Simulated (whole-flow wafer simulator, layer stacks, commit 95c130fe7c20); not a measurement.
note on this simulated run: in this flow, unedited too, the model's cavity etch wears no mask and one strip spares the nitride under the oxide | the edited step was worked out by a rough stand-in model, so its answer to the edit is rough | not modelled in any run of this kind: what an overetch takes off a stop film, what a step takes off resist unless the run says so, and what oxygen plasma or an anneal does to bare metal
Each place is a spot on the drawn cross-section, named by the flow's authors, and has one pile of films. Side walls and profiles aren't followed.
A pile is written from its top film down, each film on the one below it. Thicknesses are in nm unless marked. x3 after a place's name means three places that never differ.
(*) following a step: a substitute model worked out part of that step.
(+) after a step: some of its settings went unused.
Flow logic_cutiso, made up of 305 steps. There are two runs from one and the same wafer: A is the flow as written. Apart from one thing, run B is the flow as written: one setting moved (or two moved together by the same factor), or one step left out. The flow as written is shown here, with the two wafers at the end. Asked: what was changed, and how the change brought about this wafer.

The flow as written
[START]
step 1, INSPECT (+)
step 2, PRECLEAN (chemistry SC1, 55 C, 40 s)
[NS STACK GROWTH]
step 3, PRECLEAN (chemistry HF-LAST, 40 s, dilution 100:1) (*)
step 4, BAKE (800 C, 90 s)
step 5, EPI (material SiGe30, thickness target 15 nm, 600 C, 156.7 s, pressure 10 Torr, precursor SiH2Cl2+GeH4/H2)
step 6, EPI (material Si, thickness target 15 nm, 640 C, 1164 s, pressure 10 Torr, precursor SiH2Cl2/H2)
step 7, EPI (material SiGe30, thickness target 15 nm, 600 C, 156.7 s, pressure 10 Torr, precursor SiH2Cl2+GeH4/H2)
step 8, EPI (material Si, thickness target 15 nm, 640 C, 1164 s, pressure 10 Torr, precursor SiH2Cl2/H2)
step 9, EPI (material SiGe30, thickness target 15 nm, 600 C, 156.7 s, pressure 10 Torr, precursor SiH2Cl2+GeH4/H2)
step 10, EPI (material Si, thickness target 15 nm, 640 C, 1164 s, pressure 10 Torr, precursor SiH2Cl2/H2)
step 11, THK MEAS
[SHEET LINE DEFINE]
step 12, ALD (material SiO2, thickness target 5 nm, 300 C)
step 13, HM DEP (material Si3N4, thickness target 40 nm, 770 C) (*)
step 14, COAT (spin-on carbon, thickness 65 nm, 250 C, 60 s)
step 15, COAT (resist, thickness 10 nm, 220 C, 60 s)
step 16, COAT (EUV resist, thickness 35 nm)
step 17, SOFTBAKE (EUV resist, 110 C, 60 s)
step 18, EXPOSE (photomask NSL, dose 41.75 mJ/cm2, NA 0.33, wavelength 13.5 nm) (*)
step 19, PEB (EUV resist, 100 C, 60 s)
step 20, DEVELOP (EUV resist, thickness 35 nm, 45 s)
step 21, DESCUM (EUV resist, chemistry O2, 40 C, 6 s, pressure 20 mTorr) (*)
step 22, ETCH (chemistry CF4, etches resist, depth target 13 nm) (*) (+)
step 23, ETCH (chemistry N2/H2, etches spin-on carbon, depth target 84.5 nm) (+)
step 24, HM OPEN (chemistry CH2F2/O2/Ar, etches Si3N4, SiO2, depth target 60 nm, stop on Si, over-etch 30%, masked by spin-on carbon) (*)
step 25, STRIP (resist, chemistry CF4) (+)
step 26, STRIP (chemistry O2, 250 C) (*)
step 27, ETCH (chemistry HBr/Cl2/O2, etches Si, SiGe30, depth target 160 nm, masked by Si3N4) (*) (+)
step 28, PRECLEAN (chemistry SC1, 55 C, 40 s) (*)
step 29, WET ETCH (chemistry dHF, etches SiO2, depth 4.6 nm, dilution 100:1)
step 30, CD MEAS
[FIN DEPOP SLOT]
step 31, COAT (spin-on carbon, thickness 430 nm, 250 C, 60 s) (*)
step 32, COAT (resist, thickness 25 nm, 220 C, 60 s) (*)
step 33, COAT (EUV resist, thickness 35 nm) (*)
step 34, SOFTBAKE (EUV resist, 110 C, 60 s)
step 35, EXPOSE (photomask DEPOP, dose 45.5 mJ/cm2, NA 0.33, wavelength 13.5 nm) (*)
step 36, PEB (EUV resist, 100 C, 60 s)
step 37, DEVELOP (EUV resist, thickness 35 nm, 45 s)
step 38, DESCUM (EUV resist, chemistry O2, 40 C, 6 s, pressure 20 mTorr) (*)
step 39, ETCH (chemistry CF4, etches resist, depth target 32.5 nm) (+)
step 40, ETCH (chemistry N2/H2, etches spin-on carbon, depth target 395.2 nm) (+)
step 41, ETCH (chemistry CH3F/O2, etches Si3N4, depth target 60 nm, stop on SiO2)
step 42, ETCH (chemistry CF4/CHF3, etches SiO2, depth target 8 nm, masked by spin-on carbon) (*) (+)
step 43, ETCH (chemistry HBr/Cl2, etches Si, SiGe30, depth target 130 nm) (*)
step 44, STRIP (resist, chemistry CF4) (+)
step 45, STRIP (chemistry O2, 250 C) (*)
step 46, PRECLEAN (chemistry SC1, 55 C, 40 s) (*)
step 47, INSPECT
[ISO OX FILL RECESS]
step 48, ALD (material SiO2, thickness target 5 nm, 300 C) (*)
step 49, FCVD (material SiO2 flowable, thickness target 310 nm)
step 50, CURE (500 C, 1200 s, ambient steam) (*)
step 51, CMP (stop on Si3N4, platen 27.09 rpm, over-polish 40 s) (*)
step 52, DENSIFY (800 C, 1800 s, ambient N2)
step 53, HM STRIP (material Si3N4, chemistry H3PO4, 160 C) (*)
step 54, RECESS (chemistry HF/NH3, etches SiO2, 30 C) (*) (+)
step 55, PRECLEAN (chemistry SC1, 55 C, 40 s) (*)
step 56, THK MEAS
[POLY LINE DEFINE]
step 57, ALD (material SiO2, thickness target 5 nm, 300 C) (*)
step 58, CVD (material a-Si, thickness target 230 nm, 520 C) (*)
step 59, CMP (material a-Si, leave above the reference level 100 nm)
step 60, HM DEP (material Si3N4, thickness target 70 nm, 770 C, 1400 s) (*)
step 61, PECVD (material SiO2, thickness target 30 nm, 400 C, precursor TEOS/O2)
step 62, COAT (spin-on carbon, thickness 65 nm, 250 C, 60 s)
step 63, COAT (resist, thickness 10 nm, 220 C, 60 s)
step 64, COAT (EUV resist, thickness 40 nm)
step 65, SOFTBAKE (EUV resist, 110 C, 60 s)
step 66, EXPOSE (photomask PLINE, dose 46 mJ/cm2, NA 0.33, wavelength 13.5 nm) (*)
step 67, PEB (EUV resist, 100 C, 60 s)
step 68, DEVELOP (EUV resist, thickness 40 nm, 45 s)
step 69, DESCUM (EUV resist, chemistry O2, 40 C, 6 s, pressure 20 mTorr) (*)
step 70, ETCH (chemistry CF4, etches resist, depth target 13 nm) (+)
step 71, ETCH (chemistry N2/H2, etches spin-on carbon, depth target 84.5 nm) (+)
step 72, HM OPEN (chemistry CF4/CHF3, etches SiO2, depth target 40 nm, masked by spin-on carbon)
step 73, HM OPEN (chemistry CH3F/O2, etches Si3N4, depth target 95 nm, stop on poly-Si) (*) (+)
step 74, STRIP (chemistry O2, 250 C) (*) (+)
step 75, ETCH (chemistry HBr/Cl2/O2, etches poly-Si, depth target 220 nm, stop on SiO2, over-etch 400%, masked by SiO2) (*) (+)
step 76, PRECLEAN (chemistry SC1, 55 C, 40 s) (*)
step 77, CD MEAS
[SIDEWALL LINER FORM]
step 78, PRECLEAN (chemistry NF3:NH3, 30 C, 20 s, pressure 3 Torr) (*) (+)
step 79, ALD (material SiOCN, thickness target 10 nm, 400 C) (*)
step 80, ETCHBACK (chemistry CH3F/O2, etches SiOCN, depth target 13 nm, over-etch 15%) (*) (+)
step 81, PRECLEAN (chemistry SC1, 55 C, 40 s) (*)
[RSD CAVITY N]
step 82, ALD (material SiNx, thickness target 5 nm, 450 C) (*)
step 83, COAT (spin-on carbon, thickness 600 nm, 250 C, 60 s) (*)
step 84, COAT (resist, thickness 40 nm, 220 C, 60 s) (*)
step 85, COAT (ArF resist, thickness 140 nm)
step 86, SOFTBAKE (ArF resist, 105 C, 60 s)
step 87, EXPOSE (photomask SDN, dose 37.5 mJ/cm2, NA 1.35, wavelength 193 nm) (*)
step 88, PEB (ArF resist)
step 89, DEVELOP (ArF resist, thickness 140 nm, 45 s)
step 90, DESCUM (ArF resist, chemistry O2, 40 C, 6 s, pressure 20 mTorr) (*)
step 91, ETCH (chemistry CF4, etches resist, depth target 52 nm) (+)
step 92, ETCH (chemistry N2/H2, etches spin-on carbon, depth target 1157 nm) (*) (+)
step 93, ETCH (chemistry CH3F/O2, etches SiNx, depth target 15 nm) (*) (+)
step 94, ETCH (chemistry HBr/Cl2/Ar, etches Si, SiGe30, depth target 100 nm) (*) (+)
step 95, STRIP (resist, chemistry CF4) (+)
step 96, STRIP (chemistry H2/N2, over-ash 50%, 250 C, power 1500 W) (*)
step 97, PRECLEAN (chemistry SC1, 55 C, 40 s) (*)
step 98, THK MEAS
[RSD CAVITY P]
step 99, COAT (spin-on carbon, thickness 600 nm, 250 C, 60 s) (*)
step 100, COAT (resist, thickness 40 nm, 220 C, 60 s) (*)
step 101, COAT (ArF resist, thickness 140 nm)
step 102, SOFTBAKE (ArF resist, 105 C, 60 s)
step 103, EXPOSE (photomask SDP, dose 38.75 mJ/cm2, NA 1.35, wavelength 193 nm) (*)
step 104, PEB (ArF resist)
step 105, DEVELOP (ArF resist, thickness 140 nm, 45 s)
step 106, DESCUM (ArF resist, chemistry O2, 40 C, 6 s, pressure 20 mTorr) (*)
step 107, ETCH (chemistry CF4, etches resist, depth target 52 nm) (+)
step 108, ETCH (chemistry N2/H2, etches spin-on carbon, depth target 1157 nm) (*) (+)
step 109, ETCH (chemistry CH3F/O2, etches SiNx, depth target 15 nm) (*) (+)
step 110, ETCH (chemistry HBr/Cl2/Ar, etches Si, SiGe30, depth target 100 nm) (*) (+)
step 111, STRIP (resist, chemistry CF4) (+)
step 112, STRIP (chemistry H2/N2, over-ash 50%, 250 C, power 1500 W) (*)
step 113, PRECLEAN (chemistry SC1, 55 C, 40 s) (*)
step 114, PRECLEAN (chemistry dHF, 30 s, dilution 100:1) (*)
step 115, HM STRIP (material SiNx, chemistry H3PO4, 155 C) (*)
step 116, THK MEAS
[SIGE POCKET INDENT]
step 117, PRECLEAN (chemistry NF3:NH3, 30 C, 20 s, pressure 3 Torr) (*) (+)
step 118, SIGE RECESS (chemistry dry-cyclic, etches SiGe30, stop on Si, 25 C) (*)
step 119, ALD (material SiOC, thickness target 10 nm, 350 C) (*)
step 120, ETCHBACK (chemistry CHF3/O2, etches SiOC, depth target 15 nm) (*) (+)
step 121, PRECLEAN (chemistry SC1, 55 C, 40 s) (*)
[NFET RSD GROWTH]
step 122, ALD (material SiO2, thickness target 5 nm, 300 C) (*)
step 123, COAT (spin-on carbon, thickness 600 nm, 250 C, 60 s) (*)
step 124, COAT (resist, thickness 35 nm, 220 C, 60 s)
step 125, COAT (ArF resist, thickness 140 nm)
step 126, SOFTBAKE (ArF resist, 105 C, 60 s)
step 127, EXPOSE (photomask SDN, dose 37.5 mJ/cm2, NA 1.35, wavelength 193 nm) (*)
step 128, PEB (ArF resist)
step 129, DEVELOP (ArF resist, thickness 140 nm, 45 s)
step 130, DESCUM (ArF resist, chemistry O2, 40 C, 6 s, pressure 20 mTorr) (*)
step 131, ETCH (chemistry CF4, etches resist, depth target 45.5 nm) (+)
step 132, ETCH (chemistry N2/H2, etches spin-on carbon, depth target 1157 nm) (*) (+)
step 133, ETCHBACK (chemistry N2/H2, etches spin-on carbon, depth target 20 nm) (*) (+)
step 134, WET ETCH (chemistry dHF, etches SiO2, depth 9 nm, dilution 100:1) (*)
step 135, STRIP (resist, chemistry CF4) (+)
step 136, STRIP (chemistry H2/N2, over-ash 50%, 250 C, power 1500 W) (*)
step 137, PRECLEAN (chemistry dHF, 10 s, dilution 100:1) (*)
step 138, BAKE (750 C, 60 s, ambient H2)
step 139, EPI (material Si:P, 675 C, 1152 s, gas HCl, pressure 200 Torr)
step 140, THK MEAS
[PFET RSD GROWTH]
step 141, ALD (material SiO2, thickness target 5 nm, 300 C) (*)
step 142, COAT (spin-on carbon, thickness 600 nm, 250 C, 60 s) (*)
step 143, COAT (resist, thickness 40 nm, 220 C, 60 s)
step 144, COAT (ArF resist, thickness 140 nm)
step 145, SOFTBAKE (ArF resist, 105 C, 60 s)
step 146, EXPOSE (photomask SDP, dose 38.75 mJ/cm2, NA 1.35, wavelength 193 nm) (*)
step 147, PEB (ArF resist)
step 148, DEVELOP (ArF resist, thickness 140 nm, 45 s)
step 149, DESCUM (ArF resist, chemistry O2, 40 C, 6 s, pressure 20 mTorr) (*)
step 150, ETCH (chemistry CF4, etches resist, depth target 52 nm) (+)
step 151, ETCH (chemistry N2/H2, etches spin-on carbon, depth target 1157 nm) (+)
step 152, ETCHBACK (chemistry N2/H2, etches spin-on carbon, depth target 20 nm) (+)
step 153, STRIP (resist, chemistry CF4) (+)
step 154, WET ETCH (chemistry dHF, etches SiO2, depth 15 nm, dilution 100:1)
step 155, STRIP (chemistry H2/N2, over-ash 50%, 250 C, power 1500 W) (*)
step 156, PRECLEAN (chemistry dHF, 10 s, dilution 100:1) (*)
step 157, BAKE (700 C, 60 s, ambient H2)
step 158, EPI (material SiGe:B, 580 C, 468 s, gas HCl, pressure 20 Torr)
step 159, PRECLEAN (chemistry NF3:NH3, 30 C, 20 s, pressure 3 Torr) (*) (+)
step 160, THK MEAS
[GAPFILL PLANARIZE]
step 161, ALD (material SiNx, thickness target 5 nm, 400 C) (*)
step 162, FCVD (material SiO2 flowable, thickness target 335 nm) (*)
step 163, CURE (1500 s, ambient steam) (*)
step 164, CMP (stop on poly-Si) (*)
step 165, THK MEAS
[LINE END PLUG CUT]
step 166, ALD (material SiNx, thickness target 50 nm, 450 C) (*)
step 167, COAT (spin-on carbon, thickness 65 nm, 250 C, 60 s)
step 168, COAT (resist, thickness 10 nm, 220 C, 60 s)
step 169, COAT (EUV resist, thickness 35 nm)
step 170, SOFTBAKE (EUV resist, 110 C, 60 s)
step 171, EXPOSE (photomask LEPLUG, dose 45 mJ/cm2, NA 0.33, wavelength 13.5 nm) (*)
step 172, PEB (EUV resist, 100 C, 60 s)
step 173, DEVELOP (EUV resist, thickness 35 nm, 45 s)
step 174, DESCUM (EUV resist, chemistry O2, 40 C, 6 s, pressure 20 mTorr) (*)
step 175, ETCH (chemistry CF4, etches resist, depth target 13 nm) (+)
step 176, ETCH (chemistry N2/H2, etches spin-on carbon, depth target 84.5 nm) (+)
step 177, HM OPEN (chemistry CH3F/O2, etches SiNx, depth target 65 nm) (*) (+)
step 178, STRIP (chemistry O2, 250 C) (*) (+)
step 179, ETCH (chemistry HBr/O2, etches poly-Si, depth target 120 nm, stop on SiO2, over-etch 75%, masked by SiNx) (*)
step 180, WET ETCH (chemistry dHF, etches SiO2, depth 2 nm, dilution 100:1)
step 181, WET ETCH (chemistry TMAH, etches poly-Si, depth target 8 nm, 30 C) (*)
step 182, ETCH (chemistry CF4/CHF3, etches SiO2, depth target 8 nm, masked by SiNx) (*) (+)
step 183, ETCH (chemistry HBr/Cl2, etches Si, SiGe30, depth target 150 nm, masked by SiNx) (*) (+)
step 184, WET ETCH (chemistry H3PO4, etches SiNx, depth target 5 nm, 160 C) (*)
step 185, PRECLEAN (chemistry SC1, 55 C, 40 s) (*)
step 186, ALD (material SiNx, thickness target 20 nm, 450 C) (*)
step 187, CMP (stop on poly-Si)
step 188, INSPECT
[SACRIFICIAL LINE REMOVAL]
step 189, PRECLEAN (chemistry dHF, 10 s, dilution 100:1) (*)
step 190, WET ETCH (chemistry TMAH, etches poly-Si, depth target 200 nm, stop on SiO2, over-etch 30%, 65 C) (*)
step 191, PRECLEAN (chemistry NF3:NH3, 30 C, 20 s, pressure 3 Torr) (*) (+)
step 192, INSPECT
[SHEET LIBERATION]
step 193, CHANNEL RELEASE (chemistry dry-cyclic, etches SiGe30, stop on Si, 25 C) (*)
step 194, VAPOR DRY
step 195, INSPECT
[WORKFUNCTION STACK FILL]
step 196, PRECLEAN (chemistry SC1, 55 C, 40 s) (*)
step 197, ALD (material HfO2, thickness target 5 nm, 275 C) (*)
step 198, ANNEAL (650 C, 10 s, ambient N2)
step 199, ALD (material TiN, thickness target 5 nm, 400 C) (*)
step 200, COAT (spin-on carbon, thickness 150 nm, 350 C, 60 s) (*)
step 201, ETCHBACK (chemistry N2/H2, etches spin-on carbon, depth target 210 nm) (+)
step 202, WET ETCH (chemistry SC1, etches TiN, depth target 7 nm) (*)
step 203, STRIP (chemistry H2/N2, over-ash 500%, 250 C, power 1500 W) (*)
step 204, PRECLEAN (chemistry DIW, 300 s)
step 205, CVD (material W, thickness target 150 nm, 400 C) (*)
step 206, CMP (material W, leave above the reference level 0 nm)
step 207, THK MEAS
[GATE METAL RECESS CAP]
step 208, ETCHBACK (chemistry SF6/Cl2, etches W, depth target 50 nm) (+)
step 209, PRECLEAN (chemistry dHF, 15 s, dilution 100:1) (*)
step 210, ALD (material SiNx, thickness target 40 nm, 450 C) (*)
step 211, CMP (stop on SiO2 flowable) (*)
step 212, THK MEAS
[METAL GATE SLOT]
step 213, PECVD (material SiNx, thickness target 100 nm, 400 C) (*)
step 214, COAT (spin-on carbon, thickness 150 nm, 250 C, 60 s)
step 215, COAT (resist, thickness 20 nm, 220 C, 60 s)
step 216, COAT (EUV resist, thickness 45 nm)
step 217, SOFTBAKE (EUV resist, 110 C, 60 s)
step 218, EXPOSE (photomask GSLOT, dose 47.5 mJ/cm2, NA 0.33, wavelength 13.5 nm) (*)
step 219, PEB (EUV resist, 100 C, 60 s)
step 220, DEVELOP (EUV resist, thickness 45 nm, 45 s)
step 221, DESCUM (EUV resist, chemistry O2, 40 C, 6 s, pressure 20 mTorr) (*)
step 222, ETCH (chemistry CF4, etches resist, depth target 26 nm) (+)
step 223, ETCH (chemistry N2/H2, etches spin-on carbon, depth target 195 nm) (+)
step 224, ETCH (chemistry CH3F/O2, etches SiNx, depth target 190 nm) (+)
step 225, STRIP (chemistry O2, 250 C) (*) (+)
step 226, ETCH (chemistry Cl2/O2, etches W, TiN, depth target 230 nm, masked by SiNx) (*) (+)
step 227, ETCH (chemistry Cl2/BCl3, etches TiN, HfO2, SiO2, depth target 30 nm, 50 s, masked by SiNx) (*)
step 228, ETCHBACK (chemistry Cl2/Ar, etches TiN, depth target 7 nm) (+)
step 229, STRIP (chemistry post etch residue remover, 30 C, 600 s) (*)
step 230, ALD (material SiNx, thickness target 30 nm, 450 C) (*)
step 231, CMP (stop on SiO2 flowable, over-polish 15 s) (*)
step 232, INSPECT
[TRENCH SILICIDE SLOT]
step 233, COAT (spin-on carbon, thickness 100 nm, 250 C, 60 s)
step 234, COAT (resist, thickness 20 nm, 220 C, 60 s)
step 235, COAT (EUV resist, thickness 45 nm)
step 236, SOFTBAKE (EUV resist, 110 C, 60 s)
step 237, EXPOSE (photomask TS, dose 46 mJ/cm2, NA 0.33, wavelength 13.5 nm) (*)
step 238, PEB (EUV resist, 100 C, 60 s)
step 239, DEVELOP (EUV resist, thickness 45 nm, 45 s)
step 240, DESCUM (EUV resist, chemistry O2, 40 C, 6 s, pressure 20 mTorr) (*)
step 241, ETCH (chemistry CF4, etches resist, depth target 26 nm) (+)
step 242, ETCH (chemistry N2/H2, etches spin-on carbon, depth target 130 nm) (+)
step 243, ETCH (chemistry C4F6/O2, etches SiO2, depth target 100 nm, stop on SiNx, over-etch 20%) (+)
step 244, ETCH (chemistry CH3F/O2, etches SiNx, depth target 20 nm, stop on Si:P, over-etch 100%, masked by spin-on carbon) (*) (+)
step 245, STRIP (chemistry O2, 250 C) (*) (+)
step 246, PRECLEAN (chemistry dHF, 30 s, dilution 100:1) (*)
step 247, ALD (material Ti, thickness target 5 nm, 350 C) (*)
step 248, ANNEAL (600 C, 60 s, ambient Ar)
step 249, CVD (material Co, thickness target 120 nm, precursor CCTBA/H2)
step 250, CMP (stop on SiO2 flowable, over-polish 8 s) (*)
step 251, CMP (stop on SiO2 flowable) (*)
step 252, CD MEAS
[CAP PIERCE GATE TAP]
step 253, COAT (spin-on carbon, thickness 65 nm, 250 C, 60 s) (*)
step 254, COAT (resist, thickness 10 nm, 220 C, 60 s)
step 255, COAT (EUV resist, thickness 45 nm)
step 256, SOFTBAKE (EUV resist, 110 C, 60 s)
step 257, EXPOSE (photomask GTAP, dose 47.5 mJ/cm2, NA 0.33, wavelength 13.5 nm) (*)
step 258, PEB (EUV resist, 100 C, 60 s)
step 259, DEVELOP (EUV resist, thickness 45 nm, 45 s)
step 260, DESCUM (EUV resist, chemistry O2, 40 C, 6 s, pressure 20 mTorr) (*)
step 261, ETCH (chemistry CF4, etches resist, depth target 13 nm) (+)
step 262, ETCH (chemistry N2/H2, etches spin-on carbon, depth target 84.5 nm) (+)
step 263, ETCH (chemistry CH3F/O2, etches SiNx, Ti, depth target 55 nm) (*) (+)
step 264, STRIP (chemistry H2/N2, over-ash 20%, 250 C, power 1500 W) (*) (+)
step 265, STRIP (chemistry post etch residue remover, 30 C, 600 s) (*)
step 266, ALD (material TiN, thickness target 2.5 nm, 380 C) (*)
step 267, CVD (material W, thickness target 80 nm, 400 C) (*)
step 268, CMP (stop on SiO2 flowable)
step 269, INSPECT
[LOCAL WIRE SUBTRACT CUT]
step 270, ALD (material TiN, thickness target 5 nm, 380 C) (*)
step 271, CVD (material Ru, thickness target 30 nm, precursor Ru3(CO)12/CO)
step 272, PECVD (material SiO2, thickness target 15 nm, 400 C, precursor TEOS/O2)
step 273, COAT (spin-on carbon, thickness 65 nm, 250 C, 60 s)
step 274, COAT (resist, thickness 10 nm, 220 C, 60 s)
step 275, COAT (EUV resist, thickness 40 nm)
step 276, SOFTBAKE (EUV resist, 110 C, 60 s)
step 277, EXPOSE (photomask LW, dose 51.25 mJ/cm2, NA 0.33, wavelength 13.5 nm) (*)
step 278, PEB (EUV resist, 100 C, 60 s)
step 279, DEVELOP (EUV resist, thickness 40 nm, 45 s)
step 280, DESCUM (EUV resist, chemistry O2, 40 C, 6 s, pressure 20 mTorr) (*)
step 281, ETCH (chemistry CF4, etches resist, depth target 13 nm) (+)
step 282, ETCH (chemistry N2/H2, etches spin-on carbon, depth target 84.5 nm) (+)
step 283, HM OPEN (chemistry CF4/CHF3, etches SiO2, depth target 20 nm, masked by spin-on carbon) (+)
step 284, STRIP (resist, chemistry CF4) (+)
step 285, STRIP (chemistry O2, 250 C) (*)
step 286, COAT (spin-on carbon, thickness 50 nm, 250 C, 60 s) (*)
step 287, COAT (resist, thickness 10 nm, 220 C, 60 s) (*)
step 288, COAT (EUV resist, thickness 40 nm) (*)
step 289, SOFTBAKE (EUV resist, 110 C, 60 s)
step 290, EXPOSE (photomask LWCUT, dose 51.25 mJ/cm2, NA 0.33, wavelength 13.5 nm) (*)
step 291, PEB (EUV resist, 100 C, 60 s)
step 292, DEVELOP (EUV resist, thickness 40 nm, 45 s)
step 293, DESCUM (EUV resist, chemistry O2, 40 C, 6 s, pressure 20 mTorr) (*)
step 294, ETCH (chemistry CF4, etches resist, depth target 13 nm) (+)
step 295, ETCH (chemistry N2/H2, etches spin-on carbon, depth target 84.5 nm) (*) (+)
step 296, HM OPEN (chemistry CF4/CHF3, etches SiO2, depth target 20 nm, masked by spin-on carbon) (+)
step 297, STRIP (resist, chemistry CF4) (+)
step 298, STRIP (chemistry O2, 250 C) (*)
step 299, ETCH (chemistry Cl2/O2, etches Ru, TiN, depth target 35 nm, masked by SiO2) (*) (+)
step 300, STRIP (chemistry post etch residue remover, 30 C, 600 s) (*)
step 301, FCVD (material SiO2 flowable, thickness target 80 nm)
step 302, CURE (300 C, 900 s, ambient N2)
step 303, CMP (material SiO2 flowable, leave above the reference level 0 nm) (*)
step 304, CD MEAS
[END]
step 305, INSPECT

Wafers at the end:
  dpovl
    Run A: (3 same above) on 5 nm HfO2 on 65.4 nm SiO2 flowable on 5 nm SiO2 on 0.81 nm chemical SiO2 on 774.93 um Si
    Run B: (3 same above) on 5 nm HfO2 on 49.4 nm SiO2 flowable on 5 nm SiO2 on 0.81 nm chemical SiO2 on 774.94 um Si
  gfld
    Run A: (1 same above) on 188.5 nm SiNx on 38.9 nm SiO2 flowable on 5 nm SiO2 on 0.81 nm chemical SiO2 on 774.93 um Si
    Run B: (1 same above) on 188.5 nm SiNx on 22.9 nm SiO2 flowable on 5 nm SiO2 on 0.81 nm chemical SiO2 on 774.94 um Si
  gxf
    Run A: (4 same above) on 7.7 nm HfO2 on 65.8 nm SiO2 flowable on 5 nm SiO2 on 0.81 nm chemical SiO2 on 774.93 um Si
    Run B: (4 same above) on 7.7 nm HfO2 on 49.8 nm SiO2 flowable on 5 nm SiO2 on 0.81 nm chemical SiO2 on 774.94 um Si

The reason: step 27, ETCH: depth target 144 nm was run, while the flow as written has depth target 160 nm.

How this came from the change, step by step:
  step 27, ETCH (chemistry HBr/Cl2/O2, etches Si, SiGe30, depth target 160 nm, masked by Si3N4) (*) (+)
      depop, gl, glp and 12 more: A -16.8 Si3N4 | B -15.4 Si3N4
      gfld, gxf, iso, lnri: A -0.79 chemical SiO2 (all of it), -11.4 Si (all of it), -15 SiGe30 (all of it), -15 Si (all of it), -15 SiGe30 (all of it), -15 Si (all of it), -15 SiGe30 (all of it), -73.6 Si | B -0.79 chemical SiO2 (all of it), -11.4 Si (all of it), -15 SiGe30 (all of it), -15 Si (all of it), -15 SiGe30 (all of it), -15 Si (all of it), -15 SiGe30 (all of it), -57.6 Si
      (also at 3 further places)
  step 31, COAT (spin-on carbon, thickness 430 nm, 250 C, 60 s) (*)
      depop, ns: A +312 spin-on carbon (new film) | B +320.9 spin-on carbon (new film)
  step 40, ETCH (chemistry N2/H2, etches spin-on carbon, depth target 395.2 nm) (+)
      depop: A -308.2 spin-on carbon (all of it), -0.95 Si3N4 | B -317.2 spin-on carbon (all of it), -0.85 Si3N4
  step 41, ETCH (chemistry CH3F/O2, etches Si3N4, depth target 60 nm, stop on SiO2)
      depop: A -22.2 Si3N4 (all of it), -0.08 SiO2 | B -23.8 Si3N4 (all of it), -0.08 SiO2
      dpovl: A -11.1 spin-on carbon | B -11.8 spin-on carbon
  step 42, ETCH (chemistry CF4/CHF3, etches SiO2, depth target 8 nm, masked by spin-on carbon) (*) (+)
      gfld: A -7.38 resist | B -7.34 resist (all of it)
      lnri: A -7.38 resist | B -7.33 resist (all of it)
  step 45, STRIP (chemistry O2, 250 C) (*)
      gfld, lnri: A +0.82 chemical SiO2 (new film), -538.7 spin-on carbon (all of it), -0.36 Si | B +0.81 chemical SiO2 (new film), -527.6 spin-on carbon (all of it), -0.36 Si
      dpovl: A +0.82 chemical SiO2 (new film), -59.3 spin-on carbon (all of it), -0.36 Si | B +0.81 chemical SiO2 (new film), -53 spin-on carbon (all of it), -0.36 Si
      (also at 1 further place)
  step 49, FCVD (material SiO2 flowable, thickness target 310 nm)
      gfld, gxf, iso, lnri: A +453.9 SiO2 flowable (new film) | B +442.9 SiO2 flowable (new film)
      depop: A +359.9 SiO2 flowable (new film) | B +368.2 SiO2 flowable (new film)
      (also at 1 further place)
  step 51, CMP (stop on Si3N4, platen 27.09 rpm, over-polish 40 s) (*)
      depop: A -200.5 SiO2 flowable | B -207.3 SiO2 flowable
      dpovl: A -200.4 SiO2 flowable | B -207.2 SiO2 flowable
      (also at 3 further places)
  step 53, HM STRIP (material Si3N4, chemistry H3PO4, 160 C) (*)
      gl, glp, gxn and 11 more: A -21.4 Si3N4 (all of it), -0.36 SiO2 | B -22.9 Si3N4 (all of it), -0.39 SiO2
